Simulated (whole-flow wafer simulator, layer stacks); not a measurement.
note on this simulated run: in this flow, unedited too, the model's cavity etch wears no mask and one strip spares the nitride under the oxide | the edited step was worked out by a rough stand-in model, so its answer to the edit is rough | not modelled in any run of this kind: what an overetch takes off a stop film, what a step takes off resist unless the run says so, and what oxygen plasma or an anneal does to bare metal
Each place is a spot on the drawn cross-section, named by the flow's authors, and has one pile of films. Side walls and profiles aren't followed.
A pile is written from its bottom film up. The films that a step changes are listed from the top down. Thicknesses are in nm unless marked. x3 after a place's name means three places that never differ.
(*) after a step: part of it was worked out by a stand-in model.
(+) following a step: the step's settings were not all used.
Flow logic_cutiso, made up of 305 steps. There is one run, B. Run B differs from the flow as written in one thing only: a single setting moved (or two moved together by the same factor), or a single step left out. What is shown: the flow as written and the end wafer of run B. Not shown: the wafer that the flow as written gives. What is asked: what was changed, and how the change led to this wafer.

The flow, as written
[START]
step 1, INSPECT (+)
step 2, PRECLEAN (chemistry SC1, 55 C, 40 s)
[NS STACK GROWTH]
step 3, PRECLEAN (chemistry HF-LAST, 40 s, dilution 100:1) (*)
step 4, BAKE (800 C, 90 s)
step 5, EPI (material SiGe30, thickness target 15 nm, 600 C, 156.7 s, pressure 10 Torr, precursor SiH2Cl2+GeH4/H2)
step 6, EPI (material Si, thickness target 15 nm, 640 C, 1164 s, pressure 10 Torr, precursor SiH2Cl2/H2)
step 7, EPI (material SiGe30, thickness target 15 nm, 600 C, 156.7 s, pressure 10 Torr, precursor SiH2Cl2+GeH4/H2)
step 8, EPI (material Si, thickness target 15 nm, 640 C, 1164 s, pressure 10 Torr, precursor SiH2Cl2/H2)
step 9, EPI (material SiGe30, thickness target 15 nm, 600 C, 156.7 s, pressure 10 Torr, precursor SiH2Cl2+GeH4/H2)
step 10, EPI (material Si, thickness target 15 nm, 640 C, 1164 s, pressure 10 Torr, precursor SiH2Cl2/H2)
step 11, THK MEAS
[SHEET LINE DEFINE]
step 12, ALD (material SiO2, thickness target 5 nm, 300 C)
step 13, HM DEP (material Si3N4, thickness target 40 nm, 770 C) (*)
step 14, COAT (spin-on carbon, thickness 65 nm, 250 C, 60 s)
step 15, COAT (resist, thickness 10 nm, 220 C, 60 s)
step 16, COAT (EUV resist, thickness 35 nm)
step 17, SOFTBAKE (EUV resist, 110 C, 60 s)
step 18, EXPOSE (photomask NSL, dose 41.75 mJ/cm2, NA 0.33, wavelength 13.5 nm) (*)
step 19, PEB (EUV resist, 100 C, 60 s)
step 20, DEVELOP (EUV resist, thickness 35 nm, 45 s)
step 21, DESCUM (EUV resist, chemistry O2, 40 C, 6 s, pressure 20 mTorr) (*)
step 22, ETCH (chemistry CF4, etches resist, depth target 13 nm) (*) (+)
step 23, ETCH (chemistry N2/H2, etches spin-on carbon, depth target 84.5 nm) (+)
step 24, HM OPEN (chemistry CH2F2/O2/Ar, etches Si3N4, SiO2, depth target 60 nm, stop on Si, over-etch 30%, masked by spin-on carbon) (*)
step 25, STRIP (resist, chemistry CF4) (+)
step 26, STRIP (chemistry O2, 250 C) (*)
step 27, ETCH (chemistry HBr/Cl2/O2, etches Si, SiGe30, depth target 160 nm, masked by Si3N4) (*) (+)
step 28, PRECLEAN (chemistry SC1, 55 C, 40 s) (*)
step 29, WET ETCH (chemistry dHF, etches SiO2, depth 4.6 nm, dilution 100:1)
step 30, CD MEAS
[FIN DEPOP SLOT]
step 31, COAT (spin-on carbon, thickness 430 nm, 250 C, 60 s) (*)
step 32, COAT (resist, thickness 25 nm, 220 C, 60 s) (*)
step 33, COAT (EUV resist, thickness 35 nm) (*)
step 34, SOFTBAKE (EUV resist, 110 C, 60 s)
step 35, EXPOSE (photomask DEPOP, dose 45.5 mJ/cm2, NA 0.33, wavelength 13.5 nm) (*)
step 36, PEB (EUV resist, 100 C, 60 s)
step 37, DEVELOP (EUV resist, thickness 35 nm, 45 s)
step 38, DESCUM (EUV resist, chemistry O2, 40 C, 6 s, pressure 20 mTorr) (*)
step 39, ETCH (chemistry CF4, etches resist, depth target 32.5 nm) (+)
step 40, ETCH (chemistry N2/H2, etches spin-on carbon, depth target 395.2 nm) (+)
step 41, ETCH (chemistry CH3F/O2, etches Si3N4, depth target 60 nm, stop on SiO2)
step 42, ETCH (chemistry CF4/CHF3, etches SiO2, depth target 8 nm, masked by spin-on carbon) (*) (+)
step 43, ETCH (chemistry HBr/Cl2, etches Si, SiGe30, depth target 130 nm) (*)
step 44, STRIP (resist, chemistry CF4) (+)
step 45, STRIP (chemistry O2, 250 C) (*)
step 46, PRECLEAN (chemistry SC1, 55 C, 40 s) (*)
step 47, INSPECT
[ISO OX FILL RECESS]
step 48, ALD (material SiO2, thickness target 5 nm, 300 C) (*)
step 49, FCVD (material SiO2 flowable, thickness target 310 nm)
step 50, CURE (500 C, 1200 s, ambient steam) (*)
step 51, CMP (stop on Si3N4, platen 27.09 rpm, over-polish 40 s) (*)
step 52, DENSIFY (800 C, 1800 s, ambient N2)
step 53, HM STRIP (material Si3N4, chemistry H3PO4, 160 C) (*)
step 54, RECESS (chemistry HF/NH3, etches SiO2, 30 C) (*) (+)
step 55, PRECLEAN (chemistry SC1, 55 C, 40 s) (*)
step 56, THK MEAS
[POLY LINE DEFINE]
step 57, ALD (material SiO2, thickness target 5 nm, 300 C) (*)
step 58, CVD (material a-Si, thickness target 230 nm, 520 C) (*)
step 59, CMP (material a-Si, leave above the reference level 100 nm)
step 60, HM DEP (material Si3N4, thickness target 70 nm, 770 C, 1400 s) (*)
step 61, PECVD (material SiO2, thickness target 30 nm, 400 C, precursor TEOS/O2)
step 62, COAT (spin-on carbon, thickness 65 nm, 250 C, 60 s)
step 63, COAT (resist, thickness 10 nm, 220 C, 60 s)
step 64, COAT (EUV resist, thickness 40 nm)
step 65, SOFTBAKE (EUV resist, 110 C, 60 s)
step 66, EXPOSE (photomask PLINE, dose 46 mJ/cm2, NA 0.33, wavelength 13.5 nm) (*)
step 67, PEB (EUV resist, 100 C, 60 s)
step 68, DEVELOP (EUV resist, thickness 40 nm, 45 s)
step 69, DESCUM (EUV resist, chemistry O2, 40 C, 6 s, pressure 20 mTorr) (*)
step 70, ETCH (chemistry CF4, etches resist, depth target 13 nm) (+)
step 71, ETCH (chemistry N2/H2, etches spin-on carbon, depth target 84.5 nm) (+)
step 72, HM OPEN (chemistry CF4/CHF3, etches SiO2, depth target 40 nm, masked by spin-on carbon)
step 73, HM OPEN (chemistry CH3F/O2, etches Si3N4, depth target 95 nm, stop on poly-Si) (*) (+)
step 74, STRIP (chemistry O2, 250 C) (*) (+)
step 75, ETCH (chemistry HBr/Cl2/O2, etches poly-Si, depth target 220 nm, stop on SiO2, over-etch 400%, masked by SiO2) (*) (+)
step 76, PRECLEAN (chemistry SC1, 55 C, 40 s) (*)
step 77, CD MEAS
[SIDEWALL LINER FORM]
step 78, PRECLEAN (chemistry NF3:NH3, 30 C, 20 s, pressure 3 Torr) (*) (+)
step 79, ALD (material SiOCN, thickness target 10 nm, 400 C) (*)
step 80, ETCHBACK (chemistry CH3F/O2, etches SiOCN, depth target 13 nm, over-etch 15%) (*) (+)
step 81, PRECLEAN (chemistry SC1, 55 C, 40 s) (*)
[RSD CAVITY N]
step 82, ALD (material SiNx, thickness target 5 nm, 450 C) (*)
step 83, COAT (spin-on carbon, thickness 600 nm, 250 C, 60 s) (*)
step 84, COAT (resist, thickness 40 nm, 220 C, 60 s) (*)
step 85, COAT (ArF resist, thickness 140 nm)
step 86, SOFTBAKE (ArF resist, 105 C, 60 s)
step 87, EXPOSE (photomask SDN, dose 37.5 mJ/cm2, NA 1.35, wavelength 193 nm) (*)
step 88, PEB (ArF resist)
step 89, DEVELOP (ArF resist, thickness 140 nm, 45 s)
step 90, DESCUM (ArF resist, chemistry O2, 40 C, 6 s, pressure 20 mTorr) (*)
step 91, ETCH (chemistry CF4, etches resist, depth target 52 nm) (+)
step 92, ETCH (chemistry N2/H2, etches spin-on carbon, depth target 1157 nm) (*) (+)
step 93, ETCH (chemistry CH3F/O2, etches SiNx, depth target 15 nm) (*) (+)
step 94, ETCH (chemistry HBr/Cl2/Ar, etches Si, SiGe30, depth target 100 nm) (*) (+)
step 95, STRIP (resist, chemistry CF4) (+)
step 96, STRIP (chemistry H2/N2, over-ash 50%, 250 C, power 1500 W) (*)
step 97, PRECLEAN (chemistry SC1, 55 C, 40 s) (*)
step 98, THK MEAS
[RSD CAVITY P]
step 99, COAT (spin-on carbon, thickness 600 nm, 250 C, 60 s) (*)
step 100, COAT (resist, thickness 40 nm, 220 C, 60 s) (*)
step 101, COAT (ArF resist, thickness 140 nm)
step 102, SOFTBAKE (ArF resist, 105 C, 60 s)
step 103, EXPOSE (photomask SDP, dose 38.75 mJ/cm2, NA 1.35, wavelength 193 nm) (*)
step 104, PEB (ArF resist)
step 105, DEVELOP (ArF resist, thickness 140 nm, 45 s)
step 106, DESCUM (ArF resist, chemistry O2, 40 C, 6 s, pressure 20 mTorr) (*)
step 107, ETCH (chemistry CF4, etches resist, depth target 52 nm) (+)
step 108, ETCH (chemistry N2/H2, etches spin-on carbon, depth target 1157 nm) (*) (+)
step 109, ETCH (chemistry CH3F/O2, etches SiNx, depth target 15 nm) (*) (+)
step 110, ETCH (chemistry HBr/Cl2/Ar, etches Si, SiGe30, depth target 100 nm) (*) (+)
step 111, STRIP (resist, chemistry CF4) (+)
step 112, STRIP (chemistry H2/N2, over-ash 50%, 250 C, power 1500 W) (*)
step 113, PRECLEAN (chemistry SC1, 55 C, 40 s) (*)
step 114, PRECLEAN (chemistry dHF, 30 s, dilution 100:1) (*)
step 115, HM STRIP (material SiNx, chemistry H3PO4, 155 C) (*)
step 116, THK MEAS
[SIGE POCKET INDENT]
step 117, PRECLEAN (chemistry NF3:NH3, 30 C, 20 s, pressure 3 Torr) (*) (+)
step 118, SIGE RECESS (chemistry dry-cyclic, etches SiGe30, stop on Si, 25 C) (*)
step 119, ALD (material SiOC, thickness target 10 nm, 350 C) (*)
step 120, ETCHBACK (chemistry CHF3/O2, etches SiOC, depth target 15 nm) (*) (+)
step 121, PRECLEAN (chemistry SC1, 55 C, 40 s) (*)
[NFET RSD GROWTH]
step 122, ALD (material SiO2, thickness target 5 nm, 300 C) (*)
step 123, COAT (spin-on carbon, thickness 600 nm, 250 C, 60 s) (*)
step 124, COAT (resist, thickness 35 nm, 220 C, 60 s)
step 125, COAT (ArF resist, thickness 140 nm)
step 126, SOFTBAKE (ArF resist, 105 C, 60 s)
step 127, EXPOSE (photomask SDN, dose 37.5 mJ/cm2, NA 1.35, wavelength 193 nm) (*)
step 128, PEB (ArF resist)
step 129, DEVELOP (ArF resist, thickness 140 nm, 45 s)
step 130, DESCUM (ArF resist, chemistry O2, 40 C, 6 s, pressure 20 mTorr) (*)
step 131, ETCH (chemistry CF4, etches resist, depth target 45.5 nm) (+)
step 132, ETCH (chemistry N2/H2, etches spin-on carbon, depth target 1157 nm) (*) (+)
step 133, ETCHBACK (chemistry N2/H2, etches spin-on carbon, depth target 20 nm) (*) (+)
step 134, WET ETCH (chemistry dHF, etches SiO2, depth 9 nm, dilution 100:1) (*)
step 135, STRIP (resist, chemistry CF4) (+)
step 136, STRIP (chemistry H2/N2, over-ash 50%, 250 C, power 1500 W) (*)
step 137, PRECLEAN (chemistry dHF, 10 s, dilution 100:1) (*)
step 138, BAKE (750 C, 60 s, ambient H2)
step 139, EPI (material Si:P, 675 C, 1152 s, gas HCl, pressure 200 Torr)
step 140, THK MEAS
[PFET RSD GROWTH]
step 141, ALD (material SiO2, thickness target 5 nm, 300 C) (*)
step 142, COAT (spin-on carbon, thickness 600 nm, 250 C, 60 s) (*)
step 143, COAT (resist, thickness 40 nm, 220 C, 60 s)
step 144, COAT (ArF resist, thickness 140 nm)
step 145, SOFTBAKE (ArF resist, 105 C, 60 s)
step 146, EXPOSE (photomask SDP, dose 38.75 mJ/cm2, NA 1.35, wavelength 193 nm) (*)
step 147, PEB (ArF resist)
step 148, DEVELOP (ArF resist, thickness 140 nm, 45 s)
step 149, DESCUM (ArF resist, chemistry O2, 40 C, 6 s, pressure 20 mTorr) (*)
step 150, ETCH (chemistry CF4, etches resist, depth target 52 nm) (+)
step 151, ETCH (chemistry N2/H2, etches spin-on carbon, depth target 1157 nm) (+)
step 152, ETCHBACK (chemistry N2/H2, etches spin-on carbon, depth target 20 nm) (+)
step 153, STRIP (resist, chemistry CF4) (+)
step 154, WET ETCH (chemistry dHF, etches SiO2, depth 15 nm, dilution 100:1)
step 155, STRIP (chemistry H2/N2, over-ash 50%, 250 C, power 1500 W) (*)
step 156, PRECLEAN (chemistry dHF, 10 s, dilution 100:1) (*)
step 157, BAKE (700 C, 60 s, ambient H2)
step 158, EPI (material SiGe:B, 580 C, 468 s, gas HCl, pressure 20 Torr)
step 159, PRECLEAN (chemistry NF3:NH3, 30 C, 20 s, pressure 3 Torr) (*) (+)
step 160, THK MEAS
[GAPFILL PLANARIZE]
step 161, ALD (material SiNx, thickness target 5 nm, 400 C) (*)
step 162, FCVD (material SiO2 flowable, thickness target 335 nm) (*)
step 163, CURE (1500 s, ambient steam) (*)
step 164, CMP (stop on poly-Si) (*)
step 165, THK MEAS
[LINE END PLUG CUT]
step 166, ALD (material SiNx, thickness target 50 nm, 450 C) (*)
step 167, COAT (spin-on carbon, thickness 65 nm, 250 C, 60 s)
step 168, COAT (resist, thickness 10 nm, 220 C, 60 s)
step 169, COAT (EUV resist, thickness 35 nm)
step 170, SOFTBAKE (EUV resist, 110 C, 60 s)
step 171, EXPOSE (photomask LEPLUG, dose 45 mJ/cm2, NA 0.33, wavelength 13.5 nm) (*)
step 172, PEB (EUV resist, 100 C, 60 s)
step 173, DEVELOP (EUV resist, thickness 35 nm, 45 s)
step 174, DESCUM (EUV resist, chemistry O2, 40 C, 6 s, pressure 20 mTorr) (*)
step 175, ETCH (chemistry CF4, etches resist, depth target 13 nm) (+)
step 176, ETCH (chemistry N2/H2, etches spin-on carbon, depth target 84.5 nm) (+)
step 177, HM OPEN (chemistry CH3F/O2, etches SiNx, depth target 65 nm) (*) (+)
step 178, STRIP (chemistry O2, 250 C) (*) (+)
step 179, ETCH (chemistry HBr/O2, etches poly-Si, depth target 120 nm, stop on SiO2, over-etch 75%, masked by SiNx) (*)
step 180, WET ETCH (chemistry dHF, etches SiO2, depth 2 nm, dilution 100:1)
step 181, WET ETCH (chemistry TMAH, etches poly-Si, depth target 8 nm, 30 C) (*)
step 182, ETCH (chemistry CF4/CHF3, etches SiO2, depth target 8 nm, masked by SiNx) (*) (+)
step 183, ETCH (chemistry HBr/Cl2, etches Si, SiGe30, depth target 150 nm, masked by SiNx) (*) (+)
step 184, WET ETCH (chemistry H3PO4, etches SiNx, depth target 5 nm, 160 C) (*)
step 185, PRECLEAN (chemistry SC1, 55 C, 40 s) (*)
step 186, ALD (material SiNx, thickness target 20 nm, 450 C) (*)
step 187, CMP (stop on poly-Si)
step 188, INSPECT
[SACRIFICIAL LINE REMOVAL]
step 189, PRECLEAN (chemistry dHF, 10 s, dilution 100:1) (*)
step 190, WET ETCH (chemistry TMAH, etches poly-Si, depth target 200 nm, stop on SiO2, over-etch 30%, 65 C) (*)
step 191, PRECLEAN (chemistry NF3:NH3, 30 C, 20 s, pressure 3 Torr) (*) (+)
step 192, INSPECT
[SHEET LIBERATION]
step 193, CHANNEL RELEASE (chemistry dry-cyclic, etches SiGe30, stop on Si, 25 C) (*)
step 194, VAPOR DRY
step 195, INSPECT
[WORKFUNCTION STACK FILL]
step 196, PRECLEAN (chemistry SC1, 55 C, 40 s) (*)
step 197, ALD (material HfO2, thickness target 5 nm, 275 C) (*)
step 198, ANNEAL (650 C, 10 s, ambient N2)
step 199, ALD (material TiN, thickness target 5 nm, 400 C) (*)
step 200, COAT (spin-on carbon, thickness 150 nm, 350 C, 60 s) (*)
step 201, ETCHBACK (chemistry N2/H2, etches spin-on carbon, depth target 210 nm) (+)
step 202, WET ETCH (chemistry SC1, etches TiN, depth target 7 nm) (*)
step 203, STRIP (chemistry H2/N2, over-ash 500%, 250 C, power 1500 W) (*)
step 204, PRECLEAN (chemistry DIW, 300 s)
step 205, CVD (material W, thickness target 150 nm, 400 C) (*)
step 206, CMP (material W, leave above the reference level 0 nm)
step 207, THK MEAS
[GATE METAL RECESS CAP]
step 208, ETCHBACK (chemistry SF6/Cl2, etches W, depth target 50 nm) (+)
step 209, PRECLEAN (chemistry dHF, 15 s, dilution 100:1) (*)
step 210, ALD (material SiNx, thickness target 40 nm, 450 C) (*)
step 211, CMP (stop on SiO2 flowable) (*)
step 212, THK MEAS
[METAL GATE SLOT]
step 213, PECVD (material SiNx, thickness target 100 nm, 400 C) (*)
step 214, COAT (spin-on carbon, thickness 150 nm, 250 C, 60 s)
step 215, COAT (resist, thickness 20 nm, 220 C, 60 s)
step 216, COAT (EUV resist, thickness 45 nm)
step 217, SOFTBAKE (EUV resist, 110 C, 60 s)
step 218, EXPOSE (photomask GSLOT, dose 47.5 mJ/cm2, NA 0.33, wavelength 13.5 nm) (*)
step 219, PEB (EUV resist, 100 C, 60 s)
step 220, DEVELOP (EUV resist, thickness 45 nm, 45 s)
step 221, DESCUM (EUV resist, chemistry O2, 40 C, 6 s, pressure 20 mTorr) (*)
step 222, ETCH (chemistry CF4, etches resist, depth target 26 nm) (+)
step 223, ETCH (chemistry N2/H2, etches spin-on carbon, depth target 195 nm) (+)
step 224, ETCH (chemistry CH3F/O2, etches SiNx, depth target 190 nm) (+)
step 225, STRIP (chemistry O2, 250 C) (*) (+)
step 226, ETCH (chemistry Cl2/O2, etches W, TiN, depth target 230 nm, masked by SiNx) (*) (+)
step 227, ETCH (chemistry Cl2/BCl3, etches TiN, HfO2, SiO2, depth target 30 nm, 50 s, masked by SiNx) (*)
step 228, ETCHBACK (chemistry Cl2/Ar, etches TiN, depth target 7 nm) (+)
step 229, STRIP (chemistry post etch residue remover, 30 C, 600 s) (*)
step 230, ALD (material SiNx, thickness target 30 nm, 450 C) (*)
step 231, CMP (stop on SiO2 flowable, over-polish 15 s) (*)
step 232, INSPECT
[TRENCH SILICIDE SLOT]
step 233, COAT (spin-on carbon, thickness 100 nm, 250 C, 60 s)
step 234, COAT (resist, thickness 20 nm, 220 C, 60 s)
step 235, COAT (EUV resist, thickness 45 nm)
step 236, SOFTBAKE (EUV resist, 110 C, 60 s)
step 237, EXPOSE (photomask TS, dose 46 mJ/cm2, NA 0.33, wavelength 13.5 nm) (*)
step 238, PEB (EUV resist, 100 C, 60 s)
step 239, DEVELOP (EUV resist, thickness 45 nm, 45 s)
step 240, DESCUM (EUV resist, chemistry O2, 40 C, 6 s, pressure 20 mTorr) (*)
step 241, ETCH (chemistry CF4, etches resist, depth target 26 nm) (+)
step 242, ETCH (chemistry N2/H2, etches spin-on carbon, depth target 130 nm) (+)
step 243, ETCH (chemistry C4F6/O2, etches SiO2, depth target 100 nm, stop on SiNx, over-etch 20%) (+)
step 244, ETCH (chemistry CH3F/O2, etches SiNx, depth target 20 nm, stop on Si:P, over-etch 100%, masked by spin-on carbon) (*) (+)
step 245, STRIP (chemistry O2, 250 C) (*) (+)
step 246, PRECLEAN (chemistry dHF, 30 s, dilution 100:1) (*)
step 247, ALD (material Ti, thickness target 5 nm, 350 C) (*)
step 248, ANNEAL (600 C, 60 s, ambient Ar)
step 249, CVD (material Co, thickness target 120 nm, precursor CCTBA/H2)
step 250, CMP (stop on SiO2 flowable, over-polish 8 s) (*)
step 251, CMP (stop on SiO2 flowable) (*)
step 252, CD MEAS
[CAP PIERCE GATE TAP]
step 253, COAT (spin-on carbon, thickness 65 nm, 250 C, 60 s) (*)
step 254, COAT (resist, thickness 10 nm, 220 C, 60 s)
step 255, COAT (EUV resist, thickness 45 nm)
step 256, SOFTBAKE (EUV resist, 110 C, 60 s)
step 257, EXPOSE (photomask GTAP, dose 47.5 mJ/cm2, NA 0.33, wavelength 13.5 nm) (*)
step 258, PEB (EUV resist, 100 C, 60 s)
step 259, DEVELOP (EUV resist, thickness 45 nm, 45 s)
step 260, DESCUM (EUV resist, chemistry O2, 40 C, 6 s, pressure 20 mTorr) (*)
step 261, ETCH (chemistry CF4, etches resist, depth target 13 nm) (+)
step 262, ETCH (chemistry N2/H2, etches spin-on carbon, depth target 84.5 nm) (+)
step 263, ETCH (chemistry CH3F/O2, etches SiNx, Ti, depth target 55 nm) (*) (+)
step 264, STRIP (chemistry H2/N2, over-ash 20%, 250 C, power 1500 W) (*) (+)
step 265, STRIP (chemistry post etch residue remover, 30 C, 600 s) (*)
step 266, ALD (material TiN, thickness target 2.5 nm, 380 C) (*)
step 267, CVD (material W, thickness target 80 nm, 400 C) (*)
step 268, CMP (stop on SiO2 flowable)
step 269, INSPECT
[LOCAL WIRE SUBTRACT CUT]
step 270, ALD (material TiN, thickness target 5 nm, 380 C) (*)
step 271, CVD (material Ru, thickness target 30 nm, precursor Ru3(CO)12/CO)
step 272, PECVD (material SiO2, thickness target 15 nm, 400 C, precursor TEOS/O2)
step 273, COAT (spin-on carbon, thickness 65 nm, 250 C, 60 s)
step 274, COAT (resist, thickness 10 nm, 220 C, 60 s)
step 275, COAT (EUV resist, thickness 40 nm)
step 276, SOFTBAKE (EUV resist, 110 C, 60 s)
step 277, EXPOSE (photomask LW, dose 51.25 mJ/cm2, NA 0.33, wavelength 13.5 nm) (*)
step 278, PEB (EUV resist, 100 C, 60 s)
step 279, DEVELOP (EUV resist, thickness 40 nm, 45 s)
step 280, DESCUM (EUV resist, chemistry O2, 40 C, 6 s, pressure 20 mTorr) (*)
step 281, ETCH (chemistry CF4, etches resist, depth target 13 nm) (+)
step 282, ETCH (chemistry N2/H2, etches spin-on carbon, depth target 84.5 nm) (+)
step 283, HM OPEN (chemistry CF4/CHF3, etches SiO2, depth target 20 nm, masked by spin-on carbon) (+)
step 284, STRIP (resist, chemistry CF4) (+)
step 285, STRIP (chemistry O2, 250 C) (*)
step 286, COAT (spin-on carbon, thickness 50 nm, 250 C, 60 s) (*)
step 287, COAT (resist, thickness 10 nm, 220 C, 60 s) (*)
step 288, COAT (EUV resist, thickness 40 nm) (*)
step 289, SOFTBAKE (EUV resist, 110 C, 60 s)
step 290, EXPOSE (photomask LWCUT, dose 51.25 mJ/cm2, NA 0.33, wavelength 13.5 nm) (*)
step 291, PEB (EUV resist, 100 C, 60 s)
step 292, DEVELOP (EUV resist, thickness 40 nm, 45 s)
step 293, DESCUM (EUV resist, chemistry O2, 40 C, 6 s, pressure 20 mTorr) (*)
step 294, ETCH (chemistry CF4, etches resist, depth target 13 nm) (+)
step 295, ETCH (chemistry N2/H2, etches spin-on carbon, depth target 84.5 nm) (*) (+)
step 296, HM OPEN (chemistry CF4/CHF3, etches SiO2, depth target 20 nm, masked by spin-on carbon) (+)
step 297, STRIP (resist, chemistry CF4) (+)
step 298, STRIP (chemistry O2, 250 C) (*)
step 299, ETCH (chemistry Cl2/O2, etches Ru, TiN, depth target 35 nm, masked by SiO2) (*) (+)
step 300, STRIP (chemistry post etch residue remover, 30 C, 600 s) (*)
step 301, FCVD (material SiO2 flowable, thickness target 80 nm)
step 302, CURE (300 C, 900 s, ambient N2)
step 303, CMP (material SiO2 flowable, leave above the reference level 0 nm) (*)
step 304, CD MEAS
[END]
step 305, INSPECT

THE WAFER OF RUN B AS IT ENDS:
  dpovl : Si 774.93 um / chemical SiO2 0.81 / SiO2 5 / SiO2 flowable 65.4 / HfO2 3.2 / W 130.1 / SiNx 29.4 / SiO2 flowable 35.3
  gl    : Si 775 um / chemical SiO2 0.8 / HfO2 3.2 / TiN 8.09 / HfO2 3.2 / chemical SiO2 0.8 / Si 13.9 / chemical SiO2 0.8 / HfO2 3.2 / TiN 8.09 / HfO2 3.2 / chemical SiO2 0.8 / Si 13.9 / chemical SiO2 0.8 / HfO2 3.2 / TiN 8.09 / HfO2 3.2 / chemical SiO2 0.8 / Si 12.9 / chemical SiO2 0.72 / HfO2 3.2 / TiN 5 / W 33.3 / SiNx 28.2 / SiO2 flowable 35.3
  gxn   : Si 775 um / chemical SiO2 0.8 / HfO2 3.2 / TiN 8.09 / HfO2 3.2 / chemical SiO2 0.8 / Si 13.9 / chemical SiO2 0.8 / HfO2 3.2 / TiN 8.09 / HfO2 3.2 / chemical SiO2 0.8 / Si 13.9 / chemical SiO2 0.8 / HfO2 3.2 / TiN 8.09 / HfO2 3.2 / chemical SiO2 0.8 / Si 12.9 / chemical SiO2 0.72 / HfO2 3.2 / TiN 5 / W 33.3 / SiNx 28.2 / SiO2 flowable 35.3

Cause: step 197, ALD: thickness target 3.2 nm was run, whereas the flow has thickness target 5 nm.
The wafer lets one read it off: dpovl has HfO2 3.2, and step 197 as written asks for 5 nm.

The path from the change to this, step by step:
  step 197, ALD (material HfO2, thickness target 5 nm, 275 C) (*)
      depop, dpovl, gfld and 12 more: HfO2 gains 3.2 (new film) (it would be, as written: HfO2 gains 5 (new film))
      gl, glp, gxn, gxp, ns, tap: HfO2 gains 3.2 (new film), HfO2 gains 3.2 (new film), cavity loses 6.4, HfO2 gains 3.2 (new film), HfO2 gains 3.2 (new film), cavity loses 6.4, HfO2 gains 3.2 (new film), HfO2 gains 3.2 (new film), cavity loses 6.4, HfO2 gains 3.2 (new film) (it would be, as written: HfO2 gains 5 (new film), HfO2 gains 5 (new film), cavity loses 10, HfO2 gains 5 (new film), HfO2 gains 5 (new film), cavity loses 10, HfO2 gains 5 (new film), HfO2 gains 5 (new film), cavity loses 10, HfO2 gains 5 (new film))
      (as well as at 1 more place)
  step 199, ALD (material TiN, thickness target 5 nm, 400 C) (*)
      gl, glp, tap: TiN gains 5 (new film), TiN gains 8.09 (new film), cavity loses 8.09 (all of it), TiN gains 8.09 (new film), cavity loses 8.09 (all of it), TiN gains 8.09 (new film), cavity loses 8.09 (all of it) (it would be, as written: TiN gains 5.26 (new film), TiN gains 4.49 (new film), cavity loses 4.49 (all of it), TiN gains 4.49 (new film), cavity loses 4.49 (all of it), TiN gains 4.49 (new film), cavity loses 4.49 (all of it))
      gxn, gxp, ns: TiN gains 5 (new film), TiN gains 8.09 (new film), cavity loses 8.09 (all of it), TiN gains 8.09 (new film), cavity loses 8.09 (all of it), TiN gains 8.09 (new film), cavity loses 8.09 (all of it) (it would be, as written: TiN gains 5 (new film), TiN gains 4.49 (new film), cavity loses 4.49 (all of it), TiN gains 4.49 (new film), cavity loses 4.49 (all of it), TiN gains 4.49 (new film), cavity loses 4.49 (all of it))
      (as well as at 2 more places)
  step 200, COAT (spin-on carbon, thickness 150 nm, 350 C, 60 s) (*)
      gl, glp: spin-on carbon gains 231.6 (new film) (it would be, as written: spin-on carbon gains 236.9 (new film))
      gxn, gxp: spin-on carbon gains 231.3 (new film) (it would be, as written: spin-on carbon gains 236.9 (new film))
      (as well as at 13 more places)
  step 201, ETCHBACK (chemistry N2/H2, etches spin-on carbon, depth target 210 nm) (+)
      lnr, lnrp: spin-on carbon loses 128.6 (all of it) (it would be, as written: spin-on carbon loses 133.9 (all of it))
      rsdn, rsdw: spin-on carbon loses 140.3 (all of it) (it would be, as written: spin-on carbon loses 145.8 (all of it))
      (as well as at 7 more places)
  step 203, STRIP (chemistry H2/N2, over-ash 500%, 250 C, power 1500 W) (*)
      gl, glp: spin-on carbon loses 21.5 (all of it) (it would be, as written: spin-on carbon loses 26.7 (all of it))
      gxn, gxp: spin-on carbon loses 21.1 (all of it) (it would be, as written: spin-on carbon loses 26.8 (all of it))
      (as well as at 3 more places)
  step 206, CMP (material W, leave above the reference level 0 nm)
      lnr, lnri, lnrp, lnrt: W loses 150 (all of it), HfO2 loses 3.2 (all of it), SiOCN loses 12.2 (it would be, as written: W loses 150 (all of it), HfO2 loses 5 (all of it), SiOCN loses 12.2)
      rsdn, rsdp, rsdw, rsdx: W loses 162.2 (all of it), HfO2 loses 3.2 (all of it) (it would be, as written: W loses 162.2 (all of it), HfO2 loses 5 (all of it))
      (as well as at 2 more places)
  step 226, ETCH (chemistry Cl2/O2, etches W, TiN, depth target 230 nm, masked by SiNx) (*) (+)
      gfld: W loses 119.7 (all of it), TiN loses 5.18 (all of it), HfO2 loses 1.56 (it would be, as written: W loses 115.4 (all of it), TiN loses 7.64 (all of it), HfO2 loses 1.54)
  step 227, ETCH (chemistry Cl2/BCl3, etches TiN, HfO2, SiO2, depth target 30 nm, 50 s, masked by SiNx) (*)
      gfld: HfO2 loses 1.64 (all of it), SiO2 flowable loses 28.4 (it would be, as written: HfO2 loses 3.46 (all of it), SiO2 flowable loses 26.5)
